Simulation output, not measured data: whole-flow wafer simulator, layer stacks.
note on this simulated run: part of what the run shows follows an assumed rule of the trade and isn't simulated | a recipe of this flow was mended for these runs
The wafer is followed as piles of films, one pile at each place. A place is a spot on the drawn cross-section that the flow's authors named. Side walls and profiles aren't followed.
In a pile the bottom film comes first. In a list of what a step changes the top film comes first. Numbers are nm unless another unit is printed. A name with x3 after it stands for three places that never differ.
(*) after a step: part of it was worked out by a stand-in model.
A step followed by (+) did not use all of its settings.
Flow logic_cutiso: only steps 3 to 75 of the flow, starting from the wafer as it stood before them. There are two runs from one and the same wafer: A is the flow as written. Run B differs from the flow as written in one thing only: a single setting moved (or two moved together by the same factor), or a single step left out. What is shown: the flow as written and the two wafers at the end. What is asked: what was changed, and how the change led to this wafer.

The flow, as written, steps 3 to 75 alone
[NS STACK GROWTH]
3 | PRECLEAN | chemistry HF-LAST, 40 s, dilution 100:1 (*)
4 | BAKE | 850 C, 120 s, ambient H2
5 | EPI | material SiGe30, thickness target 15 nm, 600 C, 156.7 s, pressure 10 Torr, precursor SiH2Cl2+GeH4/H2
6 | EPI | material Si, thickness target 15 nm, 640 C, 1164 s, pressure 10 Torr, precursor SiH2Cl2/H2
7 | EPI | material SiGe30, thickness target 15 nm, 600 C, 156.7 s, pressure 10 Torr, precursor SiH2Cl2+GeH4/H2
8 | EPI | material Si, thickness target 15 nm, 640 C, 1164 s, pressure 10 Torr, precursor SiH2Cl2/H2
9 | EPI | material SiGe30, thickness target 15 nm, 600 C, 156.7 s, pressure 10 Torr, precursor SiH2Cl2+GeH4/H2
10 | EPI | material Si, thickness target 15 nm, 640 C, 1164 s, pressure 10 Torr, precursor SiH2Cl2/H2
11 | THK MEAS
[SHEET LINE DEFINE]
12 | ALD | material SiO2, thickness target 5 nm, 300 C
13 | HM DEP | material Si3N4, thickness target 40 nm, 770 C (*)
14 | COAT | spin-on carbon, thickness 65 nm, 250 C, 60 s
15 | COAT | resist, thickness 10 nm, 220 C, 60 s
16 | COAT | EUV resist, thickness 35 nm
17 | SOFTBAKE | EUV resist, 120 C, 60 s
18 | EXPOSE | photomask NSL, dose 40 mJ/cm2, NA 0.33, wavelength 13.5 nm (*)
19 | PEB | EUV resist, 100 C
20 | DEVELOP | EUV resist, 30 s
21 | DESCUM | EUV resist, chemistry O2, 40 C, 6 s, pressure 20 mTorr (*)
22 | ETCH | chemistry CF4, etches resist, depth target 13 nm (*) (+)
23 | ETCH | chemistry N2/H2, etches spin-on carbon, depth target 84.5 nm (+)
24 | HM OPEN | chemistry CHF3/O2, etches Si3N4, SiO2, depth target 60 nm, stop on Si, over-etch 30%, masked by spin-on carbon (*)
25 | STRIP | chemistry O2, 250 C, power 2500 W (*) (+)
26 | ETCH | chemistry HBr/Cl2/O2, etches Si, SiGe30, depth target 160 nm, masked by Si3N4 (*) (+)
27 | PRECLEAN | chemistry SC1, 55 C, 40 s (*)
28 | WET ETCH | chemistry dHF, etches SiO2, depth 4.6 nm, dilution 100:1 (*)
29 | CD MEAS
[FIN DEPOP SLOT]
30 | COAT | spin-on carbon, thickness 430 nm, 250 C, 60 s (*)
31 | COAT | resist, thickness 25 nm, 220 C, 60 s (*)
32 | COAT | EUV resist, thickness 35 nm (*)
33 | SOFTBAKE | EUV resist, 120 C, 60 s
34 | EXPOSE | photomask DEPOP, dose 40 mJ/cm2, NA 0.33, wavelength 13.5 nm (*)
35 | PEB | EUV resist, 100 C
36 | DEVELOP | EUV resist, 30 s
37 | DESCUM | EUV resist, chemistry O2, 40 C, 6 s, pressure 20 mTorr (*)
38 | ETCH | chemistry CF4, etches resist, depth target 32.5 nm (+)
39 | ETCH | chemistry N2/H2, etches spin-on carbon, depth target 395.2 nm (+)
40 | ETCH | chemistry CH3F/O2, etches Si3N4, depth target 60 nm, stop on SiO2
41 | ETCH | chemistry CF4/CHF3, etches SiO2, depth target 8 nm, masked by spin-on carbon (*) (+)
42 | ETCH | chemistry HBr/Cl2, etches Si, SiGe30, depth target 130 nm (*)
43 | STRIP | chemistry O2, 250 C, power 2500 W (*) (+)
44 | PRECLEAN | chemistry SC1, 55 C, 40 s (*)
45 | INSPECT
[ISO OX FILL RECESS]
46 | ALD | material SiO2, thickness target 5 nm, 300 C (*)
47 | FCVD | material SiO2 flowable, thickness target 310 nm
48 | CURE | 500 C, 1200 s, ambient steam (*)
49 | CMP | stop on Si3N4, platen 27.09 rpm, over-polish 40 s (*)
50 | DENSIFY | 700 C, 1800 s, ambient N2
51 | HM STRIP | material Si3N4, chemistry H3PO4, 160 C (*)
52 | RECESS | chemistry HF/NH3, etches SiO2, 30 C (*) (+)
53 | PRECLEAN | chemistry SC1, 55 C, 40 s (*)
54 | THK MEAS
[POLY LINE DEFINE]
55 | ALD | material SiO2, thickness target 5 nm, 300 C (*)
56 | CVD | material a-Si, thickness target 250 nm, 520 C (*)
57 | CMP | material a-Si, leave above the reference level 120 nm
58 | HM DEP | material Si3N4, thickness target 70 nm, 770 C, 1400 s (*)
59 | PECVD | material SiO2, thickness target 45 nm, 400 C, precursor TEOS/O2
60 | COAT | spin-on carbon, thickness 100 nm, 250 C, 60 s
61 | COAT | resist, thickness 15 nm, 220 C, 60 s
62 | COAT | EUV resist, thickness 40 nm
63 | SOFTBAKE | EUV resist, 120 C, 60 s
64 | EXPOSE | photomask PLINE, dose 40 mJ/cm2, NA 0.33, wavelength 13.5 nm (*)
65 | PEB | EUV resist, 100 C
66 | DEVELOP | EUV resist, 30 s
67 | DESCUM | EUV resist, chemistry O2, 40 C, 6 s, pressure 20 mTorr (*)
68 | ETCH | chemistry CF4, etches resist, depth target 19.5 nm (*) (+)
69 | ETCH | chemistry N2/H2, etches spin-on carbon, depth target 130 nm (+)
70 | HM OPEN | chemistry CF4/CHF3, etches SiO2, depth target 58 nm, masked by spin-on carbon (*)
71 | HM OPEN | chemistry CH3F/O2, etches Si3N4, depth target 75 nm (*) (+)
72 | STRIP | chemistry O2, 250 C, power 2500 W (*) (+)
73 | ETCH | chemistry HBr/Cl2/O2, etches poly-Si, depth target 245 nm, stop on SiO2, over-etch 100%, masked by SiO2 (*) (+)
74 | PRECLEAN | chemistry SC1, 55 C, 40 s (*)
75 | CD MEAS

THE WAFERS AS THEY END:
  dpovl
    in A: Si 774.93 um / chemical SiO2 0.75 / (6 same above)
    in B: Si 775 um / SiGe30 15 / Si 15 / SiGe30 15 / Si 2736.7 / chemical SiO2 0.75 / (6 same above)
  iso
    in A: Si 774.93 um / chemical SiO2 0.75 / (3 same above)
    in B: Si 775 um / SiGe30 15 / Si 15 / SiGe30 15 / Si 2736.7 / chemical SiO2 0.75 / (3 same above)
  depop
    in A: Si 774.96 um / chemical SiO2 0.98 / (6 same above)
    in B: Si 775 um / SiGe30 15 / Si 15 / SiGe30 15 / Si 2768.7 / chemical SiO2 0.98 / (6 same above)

The reason: step 8, EPI: 832 C was run, though the flow has 640 C.

How this came from the change, step by step:
  8 | EPI | material Si, thickness target 15 nm, 640 C, 1164 s, pressure 10 Torr, precursor SiH2Cl2/H2
      depop, dpovl, gfld and 19 more: A Si gains 15 (new film) | B Si gains 2870.4 (new film)
  26 | ETCH | chemistry HBr/Cl2/O2, etches Si, SiGe30, depth target 160 nm, masked by Si3N4 (*) (+)
      dpovl, gfld, gxf, iso, isow, lnri, nsgap: A chemical SiO2 loses 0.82 (all of it), Si loses 12 (all of it), SiGe30 loses 15 (all of it), Si loses 15 (all of it), SiGe30 loses 15 (all of it), Si loses 15 (all of it), SiGe30 loses 15 (all of it), Si loses 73 | B chemical SiO2 loses 0.82 (all of it), Si loses 12 (all of it), SiGe30 loses 15 (all of it), Si loses 133
  42 | ETCH | chemistry HBr/Cl2, etches Si, SiGe30, depth target 130 nm (*)
      depop: A Si loses 13.8 (all of it), SiGe30 loses 15 (all of it), Si loses 15 (all of it), SiGe30 loses 15 (all of it), Si loses 15 (all of it), SiGe30 loses 15 (all of it), Si loses 41.2 | B Si loses 13.8 (all of it), SiGe30 loses 15 (all of it), Si loses 101.2
